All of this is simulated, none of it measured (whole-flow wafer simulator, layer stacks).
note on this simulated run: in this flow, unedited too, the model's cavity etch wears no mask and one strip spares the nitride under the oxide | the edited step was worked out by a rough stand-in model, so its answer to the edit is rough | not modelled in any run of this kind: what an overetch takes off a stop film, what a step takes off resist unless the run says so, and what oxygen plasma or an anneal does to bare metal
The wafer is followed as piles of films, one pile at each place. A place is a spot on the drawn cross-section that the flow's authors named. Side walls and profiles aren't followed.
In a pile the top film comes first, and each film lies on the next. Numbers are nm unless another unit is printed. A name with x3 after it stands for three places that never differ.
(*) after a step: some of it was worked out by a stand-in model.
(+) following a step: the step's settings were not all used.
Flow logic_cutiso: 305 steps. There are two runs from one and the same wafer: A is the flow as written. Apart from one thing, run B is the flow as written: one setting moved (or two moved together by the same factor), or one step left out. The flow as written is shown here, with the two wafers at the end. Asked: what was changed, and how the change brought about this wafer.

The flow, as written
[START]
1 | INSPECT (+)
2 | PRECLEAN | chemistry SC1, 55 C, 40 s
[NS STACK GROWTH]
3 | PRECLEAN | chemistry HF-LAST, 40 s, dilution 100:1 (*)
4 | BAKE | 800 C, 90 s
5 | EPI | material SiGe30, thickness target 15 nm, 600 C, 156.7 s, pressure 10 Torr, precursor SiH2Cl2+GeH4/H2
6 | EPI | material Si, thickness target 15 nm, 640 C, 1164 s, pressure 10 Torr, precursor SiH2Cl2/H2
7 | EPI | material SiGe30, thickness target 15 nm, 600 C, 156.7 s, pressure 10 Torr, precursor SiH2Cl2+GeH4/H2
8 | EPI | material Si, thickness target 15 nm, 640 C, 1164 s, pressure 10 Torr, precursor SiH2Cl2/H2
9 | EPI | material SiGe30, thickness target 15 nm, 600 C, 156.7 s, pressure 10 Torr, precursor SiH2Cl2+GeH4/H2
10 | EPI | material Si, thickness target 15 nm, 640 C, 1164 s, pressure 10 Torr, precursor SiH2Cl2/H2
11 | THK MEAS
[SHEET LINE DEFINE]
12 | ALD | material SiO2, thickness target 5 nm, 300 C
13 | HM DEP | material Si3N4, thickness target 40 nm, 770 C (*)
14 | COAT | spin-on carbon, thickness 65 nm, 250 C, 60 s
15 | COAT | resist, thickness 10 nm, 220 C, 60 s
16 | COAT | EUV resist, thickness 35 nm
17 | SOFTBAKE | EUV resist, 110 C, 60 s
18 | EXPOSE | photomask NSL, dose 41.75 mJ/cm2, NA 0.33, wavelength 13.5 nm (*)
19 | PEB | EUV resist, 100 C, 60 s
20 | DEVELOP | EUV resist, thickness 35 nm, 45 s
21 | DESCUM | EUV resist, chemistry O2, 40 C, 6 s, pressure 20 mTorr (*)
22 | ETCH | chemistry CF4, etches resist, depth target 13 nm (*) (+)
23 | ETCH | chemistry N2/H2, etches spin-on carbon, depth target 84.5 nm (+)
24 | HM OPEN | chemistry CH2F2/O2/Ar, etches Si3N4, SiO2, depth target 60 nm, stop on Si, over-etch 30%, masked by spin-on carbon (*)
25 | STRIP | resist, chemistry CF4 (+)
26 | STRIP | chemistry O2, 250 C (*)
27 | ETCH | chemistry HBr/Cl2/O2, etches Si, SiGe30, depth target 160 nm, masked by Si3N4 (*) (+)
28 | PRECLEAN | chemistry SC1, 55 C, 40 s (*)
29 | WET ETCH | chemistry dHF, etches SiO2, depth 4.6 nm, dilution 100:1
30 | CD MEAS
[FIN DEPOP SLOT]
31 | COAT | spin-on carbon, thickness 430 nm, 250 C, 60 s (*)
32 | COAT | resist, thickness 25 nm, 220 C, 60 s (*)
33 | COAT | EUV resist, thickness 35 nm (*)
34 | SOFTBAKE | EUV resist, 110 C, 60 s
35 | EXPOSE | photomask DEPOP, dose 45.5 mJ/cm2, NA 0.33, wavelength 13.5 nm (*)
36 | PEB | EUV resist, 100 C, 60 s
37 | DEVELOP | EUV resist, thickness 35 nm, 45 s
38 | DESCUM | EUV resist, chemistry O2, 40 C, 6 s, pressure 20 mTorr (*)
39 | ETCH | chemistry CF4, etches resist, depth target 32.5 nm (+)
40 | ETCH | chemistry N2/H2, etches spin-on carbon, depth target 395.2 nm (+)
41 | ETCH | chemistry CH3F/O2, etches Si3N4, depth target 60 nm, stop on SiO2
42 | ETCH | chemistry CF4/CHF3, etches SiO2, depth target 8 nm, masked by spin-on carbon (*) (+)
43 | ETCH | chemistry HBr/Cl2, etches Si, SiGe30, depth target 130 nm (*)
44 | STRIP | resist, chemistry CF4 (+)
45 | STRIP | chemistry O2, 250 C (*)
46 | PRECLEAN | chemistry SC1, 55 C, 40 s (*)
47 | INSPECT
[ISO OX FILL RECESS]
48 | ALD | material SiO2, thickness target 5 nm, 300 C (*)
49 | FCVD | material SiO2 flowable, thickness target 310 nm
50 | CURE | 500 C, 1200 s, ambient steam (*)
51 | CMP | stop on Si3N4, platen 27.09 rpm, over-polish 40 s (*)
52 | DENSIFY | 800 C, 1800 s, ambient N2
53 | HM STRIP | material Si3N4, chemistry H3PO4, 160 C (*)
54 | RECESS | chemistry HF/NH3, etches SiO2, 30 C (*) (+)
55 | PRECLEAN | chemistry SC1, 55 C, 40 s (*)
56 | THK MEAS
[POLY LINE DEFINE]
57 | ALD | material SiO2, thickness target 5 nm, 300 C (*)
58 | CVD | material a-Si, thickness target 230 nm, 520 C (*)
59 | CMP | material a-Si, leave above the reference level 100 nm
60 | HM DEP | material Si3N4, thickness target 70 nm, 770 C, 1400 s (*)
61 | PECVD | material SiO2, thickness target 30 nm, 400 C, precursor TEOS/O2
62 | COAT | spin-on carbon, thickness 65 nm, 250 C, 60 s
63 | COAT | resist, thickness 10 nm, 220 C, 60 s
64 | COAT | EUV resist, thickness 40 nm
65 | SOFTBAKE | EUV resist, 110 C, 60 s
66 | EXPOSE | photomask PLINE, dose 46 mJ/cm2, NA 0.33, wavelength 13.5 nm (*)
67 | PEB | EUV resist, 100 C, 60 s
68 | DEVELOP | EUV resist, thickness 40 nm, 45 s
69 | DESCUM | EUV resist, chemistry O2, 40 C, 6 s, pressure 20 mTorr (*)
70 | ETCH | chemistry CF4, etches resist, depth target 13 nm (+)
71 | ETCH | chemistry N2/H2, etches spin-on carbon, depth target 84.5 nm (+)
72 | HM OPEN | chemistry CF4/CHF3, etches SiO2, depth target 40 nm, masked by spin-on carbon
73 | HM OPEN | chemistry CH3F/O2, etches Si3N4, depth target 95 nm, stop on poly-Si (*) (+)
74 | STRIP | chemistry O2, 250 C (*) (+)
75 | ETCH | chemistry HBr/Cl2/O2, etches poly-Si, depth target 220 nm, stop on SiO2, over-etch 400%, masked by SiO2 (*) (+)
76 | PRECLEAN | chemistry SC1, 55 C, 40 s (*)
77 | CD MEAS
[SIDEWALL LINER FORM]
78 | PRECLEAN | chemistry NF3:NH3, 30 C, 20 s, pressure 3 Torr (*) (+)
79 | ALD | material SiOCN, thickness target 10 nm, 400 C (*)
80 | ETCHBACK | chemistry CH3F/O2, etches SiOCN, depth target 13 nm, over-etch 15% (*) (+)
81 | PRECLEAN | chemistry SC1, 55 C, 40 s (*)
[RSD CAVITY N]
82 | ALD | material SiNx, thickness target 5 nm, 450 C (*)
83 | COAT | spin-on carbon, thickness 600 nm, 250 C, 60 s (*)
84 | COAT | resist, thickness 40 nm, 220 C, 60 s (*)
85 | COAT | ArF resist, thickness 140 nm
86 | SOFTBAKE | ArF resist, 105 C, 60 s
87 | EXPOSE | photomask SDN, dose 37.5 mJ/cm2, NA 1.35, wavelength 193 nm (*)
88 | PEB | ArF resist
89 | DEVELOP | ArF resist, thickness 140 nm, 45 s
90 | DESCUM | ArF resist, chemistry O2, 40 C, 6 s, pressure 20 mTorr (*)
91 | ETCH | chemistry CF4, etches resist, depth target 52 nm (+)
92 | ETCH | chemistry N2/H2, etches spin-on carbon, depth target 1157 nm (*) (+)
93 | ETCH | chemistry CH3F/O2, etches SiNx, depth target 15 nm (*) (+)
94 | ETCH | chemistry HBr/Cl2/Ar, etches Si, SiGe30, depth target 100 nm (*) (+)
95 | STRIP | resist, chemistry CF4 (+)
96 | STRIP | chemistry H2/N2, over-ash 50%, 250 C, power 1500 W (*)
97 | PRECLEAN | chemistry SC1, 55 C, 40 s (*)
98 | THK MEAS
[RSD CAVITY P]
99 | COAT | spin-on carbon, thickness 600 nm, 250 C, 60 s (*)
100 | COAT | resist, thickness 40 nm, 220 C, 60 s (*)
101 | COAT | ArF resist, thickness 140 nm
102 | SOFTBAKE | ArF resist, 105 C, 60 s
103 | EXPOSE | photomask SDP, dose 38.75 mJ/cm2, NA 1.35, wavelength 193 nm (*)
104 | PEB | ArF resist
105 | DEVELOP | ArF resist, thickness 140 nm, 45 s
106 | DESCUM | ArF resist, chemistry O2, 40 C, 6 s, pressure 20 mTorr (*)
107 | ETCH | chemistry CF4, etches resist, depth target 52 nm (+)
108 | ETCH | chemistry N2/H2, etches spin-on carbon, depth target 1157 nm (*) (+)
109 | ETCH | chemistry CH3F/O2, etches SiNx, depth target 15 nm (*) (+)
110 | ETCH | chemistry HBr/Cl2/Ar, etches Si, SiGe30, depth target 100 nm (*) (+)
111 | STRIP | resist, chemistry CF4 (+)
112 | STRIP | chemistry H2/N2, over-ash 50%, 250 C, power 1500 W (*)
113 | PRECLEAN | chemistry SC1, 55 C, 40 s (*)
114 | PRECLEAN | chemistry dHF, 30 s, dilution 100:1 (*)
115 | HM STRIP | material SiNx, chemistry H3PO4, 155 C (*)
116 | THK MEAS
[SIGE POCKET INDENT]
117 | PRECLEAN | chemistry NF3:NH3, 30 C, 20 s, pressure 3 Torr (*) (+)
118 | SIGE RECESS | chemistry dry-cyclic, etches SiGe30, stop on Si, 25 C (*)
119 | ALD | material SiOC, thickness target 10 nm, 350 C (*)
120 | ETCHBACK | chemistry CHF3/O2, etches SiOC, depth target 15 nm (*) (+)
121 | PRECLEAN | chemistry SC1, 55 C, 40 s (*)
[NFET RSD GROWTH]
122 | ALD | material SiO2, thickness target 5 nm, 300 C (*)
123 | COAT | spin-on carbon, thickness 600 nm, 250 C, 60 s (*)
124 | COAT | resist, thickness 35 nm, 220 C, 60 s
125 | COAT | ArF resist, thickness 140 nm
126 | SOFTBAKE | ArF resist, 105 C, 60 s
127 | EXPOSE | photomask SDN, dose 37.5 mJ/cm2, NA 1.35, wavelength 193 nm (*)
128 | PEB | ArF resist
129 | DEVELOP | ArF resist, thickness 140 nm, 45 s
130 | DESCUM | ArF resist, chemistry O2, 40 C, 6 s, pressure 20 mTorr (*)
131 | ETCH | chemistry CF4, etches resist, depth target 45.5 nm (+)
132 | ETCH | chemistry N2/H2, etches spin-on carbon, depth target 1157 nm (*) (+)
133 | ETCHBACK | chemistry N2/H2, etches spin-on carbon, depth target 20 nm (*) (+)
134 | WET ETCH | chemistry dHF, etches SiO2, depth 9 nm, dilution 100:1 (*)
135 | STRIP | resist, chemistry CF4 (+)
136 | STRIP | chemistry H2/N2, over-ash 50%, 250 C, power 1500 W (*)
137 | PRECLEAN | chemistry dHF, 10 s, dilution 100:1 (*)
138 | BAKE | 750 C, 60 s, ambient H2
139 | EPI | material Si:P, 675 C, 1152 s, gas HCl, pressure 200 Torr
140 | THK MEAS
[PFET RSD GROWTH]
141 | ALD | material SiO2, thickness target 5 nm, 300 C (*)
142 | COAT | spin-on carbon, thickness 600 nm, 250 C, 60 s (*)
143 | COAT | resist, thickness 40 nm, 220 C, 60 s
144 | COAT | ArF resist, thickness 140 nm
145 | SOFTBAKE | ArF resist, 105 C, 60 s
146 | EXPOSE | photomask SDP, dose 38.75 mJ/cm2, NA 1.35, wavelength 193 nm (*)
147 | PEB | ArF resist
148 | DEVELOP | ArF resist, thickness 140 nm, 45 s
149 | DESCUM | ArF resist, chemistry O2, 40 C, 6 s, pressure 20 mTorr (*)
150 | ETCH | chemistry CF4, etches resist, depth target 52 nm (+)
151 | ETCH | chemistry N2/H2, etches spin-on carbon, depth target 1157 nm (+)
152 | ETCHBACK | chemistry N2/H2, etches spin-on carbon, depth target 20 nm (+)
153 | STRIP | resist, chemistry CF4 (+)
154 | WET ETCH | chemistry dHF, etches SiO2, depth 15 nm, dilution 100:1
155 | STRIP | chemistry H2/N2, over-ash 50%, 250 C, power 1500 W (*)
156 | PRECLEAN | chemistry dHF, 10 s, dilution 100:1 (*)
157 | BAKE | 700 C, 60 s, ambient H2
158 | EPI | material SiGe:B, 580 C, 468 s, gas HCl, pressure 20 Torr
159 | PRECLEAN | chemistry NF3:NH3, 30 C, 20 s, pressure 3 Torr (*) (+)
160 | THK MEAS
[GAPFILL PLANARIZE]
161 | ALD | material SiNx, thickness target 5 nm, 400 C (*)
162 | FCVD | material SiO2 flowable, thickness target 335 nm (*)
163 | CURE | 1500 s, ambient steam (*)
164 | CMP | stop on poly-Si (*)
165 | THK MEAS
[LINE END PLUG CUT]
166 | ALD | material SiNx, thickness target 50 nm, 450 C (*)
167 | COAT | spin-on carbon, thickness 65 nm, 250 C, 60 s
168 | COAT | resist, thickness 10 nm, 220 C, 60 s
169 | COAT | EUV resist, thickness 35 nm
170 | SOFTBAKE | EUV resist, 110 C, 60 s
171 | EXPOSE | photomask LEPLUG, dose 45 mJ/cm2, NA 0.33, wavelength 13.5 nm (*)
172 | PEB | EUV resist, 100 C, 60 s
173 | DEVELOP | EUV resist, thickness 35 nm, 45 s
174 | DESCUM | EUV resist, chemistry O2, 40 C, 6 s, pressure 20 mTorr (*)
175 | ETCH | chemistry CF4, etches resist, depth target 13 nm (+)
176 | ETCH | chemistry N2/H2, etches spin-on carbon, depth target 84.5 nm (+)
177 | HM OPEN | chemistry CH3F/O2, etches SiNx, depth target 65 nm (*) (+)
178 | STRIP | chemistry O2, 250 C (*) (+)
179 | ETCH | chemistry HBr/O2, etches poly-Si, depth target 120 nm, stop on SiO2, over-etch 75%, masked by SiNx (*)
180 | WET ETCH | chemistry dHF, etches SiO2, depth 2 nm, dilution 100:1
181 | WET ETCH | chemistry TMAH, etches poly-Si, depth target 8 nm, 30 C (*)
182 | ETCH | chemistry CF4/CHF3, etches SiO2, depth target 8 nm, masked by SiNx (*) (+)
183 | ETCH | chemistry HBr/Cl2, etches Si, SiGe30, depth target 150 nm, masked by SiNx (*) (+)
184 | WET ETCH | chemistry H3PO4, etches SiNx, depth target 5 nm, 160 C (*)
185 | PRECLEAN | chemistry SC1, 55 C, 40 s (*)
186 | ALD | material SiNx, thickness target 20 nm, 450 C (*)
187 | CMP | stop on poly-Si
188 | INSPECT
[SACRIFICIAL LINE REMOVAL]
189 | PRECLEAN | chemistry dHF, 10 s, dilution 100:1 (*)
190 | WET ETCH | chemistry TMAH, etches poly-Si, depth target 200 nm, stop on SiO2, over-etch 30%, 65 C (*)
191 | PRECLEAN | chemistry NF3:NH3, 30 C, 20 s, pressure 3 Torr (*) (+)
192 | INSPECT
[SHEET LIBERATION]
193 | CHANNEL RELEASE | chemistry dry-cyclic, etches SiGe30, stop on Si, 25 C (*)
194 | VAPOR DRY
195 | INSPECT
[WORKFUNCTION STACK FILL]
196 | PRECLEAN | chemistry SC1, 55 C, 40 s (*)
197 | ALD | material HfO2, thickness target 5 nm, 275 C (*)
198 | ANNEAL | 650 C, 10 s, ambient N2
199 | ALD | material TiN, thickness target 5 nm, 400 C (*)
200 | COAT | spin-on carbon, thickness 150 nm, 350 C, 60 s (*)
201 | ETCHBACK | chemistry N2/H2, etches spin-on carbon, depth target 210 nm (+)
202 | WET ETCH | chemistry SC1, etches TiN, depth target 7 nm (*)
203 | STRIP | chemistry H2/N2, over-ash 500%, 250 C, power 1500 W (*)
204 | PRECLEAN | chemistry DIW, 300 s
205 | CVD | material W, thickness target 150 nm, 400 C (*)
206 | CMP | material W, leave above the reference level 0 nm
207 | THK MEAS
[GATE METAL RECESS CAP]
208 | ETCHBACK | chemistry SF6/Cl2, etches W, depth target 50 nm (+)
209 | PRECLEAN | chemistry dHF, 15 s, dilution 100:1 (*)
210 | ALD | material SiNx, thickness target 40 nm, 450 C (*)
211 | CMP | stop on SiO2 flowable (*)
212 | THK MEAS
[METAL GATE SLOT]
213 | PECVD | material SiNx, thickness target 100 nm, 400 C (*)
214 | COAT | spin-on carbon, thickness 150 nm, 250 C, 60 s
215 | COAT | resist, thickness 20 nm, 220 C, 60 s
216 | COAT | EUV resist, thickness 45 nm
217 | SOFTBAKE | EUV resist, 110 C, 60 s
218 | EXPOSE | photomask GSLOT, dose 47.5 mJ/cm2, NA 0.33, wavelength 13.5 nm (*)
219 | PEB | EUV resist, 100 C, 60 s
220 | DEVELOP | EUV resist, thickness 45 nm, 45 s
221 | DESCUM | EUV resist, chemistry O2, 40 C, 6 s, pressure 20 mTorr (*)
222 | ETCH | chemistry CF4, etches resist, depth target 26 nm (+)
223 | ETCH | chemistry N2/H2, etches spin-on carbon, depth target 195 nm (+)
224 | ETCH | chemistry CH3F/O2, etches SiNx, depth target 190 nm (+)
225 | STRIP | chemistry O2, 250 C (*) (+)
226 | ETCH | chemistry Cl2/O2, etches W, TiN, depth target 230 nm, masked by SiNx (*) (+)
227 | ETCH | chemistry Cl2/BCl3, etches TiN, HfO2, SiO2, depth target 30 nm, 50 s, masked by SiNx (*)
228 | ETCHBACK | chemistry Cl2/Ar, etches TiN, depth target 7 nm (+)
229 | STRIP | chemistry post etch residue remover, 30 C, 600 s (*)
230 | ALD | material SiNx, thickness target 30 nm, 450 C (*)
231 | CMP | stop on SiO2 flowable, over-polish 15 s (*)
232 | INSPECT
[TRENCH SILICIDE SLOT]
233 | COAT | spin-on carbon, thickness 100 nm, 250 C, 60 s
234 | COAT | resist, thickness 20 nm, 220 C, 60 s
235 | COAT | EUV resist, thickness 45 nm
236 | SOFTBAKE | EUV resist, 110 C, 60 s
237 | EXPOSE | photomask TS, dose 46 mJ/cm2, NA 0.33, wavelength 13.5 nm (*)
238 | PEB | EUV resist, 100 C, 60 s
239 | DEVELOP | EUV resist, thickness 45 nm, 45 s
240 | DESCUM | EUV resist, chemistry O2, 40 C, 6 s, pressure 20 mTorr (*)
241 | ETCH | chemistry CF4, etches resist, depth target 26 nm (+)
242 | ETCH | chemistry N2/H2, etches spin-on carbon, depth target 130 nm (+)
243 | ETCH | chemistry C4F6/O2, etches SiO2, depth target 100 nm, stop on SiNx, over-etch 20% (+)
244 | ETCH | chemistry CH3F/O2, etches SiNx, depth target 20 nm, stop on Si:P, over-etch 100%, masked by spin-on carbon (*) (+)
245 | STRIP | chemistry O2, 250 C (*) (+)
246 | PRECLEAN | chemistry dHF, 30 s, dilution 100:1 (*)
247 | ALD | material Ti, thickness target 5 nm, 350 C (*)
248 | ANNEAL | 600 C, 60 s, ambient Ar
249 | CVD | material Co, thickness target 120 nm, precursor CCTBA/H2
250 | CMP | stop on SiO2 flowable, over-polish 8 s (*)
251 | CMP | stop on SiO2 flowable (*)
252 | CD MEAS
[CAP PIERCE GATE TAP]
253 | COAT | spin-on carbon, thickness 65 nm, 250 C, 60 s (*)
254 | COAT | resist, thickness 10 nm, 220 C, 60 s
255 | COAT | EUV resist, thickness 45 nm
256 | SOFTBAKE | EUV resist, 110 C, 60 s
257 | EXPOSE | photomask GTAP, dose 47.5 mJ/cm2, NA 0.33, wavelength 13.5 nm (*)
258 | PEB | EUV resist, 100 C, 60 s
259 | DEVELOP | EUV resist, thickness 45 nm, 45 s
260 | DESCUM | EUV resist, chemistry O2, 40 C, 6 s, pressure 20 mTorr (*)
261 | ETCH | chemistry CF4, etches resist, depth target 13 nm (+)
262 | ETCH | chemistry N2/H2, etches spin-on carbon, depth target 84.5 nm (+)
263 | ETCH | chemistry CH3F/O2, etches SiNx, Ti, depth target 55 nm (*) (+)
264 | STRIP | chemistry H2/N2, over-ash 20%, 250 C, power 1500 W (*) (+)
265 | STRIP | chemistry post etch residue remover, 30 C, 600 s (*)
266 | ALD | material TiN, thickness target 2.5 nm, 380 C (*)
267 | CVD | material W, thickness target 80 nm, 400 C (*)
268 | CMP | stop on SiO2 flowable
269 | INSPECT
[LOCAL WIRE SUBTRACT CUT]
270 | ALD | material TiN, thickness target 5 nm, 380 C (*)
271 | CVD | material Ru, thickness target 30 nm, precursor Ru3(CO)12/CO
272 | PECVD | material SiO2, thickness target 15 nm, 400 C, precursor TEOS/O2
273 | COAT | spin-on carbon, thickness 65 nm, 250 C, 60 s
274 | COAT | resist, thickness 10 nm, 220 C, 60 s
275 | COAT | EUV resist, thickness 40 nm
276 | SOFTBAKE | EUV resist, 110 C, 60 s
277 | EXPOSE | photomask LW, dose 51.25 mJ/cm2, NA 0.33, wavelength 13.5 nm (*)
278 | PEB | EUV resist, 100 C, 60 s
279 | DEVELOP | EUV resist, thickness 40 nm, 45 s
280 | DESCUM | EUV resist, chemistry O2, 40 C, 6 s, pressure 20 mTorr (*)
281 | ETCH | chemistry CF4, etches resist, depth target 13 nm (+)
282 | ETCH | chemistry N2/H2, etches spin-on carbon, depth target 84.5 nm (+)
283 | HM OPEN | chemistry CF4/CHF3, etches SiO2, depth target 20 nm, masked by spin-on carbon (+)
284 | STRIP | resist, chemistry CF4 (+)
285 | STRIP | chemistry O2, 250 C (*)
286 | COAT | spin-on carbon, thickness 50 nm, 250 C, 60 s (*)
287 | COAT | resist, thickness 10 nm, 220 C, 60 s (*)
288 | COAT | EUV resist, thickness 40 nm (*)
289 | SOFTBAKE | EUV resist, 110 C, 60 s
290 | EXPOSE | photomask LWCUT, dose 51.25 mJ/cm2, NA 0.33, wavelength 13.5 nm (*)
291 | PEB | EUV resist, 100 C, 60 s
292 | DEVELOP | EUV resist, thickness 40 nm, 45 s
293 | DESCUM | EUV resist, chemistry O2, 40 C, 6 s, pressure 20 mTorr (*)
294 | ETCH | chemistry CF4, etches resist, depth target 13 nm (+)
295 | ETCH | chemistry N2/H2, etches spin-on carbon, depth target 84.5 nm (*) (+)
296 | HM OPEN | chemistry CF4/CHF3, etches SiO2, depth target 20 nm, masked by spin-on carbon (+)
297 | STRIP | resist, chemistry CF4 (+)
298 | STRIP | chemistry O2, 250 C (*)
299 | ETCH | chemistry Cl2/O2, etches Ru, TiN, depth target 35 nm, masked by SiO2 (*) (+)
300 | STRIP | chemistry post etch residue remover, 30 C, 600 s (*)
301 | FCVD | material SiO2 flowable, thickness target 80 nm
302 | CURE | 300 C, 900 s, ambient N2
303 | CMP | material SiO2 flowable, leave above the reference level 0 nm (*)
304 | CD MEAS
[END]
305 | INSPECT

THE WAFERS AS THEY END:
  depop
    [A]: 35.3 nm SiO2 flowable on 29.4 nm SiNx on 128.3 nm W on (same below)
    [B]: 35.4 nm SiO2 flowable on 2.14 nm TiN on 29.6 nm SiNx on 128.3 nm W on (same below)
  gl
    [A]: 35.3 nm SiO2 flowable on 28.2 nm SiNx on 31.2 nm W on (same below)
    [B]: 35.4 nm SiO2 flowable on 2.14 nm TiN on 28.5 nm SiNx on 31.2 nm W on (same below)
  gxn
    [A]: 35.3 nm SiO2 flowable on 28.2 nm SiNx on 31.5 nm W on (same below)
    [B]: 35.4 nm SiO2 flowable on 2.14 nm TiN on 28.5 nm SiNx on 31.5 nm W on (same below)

What caused this: step 270, ALD: thickness target 7.5 nm was run, whereas the flow has thickness target 5 nm.

How this came from the change, step by step:
  270 | ALD | material TiN, thickness target 5 nm, 380 C (*)
      depop, dpovl, gfld and 19 more: A TiN gains 5 (new film) | B TiN gains 7.5 (new film)
  299 | ETCH | chemistry Cl2/O2, etches Ru, TiN, depth target 35 nm, masked by SiO2 (*) (+)
      depop, dpovl, gfld and 14 more: A Ru loses 29.6 (all of it), TiN loses 5 (all of it) | B Ru loses 29.6 (all of it), TiN loses 5.36
      rsdw: A Ru loses 29.6 (all of it), TiN loses 5 (all of it) | B Ru loses 29.6 (all of it), TiN loses 5.35
  301 | FCVD | material SiO2 flowable, thickness target 80 nm
      iso, rsdx: A SiO2 flowable gains 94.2 | B SiO2 flowable gains 94.3 (new film)
Taking metal films that touch as one body, depop has 2 bodies (between them, from the top down: SiNx 29.6); the flow as written gives 1 body.
Taking metal films that touch as one body, gl has 5 bodies (between them, from the top down: SiNx 28.5; HfO2 5 / chemical SiO2 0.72 / Si 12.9 / chemical SiO2 0.8 / HfO2 5; HfO2 5 / chemical SiO2 0.8 / Si 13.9 / chemical SiO2 0.8 / HfO2 5; HfO2 5 / chemical SiO2 0.8 / Si 13.9 / chemical SiO2 0.8 / HfO2 5); the flow as written gives 4 bodies (between them, from the top down: HfO2 5 / chemical SiO2 0.72 / Si 12.9 / chemical SiO2 0.8 / HfO2 5; HfO2 5 / chemical SiO2 0.8 / Si 13.9 / chemical SiO2 0.8 / HfO2 5; HfO2 5 / chemical SiO2 0.8 / Si 13.9 / chemical SiO2 0.8 / HfO2 5).
Taking metal films that touch as one body, gxn has 5 bodies (between them, from the top down: SiNx 28.5; HfO2 5 / chemical SiO2 0.72 / Si 12.9 / chemical SiO2 0.8 / HfO2 5; HfO2 5 / chemical SiO2 0.8 / Si 13.9 / chemical SiO2 0.8 / HfO2 5; HfO2 5 / chemical SiO2 0.8 / Si 13.9 / chemical SiO2 0.8 / HfO2 5); the flow as written gives 4 bodies (between them, from the top down: HfO2 5 / chemical SiO2 0.72 / Si 12.9 / chemical SiO2 0.8 / HfO2 5; HfO2 5 / chemical SiO2 0.8 / Si 13.9 / chemical SiO2 0.8 / HfO2 5; HfO2 5 / chemical SiO2 0.8 / Si 13.9 / chemical SiO2 0.8 / HfO2 5).
